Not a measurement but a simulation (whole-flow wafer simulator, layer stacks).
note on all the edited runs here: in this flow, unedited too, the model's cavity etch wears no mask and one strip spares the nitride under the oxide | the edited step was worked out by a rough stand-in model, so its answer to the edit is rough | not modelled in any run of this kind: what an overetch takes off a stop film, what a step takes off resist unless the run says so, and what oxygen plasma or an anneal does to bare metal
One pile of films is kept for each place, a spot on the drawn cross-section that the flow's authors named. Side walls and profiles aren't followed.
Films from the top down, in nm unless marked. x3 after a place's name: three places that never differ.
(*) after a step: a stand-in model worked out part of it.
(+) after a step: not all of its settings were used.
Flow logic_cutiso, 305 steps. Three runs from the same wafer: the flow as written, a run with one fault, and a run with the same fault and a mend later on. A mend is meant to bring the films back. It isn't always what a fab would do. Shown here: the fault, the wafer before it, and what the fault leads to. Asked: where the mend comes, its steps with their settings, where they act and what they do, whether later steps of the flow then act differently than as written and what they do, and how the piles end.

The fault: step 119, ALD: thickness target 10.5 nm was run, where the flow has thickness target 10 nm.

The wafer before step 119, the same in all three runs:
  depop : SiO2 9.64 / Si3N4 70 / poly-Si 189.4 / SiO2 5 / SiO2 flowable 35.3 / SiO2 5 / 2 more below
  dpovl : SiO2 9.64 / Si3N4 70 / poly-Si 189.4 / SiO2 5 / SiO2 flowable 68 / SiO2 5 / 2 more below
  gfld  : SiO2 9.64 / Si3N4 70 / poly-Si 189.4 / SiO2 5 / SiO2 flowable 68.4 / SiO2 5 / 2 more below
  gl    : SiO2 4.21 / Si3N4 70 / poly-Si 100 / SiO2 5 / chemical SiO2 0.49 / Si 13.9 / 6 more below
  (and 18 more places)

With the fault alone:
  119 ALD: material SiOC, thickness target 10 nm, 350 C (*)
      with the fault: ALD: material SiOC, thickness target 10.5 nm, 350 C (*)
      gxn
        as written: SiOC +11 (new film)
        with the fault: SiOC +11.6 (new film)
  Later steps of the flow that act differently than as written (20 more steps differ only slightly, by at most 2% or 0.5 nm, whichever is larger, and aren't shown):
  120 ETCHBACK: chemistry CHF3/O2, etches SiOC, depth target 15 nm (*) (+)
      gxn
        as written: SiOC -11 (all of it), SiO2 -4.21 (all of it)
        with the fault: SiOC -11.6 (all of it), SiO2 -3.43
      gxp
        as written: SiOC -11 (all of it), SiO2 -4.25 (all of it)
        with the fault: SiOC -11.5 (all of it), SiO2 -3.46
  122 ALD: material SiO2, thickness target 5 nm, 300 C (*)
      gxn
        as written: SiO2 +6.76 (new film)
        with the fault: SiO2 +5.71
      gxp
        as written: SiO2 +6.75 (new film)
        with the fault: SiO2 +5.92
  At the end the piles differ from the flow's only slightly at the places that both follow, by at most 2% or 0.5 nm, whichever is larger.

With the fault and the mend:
  The mend comes after step 119.
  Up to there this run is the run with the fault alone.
  120 ETCHBACK: chemistry CHF3/O2, etches SiOC, depth target 15.5 nm (*) (+) (the flow's step 120, which as written has depth target 15 nm)
      depop, dpovl, gfld, gxf, isow, ns, nsgap, plug
        SiOC -10.5 (all of it), SiO2 -5
      lnr, lnri, lnrp, lnrt
        SiOC -10.5 (all of it), SiOCN -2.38
      rsdn, rsdp, rsdw, rsdx
        SiOC -10.5 (all of it)
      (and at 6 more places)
  No later step of the flow acts differently than as written, at any place that is followed, by more than 2% or 0.5 nm, whichever is larger.
  At the end the piles are the same as the flow's at every place that both follow.
